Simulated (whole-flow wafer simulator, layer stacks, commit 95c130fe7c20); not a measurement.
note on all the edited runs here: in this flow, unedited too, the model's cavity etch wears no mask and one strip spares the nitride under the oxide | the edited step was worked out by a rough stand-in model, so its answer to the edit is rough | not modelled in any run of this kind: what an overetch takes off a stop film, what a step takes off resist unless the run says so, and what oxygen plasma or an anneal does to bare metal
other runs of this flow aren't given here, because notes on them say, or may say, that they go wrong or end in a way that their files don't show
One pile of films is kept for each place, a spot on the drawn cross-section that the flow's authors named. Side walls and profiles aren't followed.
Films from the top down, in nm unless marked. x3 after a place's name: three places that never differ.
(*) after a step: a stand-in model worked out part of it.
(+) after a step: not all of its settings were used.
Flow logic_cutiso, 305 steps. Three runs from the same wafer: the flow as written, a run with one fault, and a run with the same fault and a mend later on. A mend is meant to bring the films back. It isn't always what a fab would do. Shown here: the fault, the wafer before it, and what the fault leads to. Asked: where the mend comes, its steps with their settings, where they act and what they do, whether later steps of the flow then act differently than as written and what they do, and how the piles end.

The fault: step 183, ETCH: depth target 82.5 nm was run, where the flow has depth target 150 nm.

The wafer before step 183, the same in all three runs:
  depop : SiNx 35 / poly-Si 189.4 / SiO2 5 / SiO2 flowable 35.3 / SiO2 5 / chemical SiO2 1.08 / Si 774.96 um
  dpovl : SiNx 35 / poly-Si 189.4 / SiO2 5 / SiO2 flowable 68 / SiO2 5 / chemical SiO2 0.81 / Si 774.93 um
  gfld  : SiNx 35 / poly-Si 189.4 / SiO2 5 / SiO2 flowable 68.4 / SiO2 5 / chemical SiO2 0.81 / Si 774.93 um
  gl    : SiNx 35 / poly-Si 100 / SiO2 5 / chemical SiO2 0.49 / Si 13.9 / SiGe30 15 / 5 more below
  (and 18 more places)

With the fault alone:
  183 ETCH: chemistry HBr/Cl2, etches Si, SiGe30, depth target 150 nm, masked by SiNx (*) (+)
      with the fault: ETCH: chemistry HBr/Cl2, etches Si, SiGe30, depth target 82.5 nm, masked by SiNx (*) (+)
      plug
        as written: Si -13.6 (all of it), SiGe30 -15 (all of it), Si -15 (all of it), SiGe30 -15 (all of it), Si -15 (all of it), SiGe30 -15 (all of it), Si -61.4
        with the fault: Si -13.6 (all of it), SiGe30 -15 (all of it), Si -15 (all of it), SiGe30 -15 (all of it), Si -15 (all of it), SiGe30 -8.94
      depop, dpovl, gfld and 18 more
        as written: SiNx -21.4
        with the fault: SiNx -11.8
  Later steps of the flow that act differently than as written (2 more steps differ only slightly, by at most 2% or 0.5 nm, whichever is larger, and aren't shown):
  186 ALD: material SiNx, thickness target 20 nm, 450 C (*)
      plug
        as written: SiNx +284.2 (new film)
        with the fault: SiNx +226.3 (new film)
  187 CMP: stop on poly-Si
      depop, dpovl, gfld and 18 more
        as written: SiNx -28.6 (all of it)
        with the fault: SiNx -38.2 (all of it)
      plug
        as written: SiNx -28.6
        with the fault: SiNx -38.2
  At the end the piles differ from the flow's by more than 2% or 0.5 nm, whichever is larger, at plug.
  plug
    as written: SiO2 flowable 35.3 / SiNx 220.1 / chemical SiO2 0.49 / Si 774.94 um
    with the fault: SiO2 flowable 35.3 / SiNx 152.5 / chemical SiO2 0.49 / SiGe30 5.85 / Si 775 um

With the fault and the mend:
  The mend comes after step 183.
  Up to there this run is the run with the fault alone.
  183a ETCH: chemistry HBr/Cl2, etches Si, SiGe30, depth target 67.5 nm, masked by SiNx (*) (+) (the flow's step 183 once more, with other settings)
      depop, dpovl, gfld and 18 more
        SiNx -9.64
      plug
        SiGe30 -6.07 (all of it), Si -61.4
  No later step of the flow acts differently than as written at any place that is followed.
  At the end the piles are the same as the flow's at every place that both follow.
